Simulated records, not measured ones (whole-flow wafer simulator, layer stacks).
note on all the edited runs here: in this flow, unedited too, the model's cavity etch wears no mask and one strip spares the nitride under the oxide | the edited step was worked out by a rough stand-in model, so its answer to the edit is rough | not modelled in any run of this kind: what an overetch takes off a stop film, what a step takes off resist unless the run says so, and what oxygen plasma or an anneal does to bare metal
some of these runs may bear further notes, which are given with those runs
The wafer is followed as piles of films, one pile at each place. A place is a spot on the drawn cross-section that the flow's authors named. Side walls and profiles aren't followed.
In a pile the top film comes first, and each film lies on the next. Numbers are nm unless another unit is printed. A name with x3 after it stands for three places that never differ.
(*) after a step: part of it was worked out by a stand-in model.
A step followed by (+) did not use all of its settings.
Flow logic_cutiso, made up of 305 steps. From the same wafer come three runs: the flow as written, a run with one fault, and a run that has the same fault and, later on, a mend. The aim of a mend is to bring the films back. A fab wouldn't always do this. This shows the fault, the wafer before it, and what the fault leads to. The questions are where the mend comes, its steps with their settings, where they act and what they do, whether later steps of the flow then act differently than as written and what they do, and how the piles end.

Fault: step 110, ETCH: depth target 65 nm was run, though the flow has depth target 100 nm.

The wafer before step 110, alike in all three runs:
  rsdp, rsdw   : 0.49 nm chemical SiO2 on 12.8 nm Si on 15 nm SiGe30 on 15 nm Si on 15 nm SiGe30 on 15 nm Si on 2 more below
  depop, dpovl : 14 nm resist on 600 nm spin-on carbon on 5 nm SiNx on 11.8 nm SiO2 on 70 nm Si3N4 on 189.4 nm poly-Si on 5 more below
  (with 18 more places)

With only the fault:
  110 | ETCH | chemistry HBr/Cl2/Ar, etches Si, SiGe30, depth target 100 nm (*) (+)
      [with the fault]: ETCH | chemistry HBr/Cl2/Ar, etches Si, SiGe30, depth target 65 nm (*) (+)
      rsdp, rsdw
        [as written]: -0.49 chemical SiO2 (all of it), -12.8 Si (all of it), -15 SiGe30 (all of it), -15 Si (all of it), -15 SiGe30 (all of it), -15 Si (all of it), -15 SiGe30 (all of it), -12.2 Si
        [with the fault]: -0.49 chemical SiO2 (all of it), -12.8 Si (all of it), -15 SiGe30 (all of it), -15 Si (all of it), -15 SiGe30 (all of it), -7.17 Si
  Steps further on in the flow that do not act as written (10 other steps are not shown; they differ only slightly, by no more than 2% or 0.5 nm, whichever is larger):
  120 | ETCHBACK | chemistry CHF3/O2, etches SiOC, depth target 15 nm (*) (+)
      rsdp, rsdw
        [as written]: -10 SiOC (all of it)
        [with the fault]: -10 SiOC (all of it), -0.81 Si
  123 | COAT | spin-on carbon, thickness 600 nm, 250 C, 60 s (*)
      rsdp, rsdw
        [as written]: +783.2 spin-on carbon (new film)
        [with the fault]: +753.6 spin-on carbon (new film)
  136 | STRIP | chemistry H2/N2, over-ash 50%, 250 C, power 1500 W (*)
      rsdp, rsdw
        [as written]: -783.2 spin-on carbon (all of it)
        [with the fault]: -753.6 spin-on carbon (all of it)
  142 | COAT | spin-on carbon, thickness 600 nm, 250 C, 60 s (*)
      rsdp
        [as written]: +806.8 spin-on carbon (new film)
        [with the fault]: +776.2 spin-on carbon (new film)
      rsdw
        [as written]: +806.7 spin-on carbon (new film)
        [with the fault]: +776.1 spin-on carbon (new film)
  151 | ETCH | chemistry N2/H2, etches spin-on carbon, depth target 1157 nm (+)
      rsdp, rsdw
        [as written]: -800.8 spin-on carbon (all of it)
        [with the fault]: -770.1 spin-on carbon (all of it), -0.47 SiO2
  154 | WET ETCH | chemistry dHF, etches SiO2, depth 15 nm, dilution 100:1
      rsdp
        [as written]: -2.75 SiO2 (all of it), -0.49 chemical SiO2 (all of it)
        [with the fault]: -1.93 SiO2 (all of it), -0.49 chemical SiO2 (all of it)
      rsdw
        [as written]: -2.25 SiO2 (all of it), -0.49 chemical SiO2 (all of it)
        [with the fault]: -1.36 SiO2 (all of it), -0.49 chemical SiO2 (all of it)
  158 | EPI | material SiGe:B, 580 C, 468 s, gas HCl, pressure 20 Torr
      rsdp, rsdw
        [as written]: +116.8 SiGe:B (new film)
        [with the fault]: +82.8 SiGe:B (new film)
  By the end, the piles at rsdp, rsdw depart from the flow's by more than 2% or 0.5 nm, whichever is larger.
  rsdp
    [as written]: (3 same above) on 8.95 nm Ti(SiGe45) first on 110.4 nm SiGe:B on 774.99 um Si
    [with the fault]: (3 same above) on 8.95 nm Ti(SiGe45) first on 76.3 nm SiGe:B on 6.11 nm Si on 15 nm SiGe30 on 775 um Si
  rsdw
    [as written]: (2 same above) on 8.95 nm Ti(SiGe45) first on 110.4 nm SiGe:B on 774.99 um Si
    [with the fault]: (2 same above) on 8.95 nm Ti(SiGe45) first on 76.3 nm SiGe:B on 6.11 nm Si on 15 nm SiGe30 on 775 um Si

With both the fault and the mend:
  The mend follows step 110.
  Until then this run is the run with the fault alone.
  110a | ETCH | chemistry HBr/Cl2/Ar, etches Si, SiGe30, depth target 35 nm (*) (+) (the flow's step 110 again, with other settings)
      rsdp, rsdw
        -7.83 Si (all of it), -15 SiGe30 (all of it), -12.2 Si
  Later steps of the flow that are run all act as written at every place that is followed.
  By the end, the piles equal the flow's at every place that both follow.
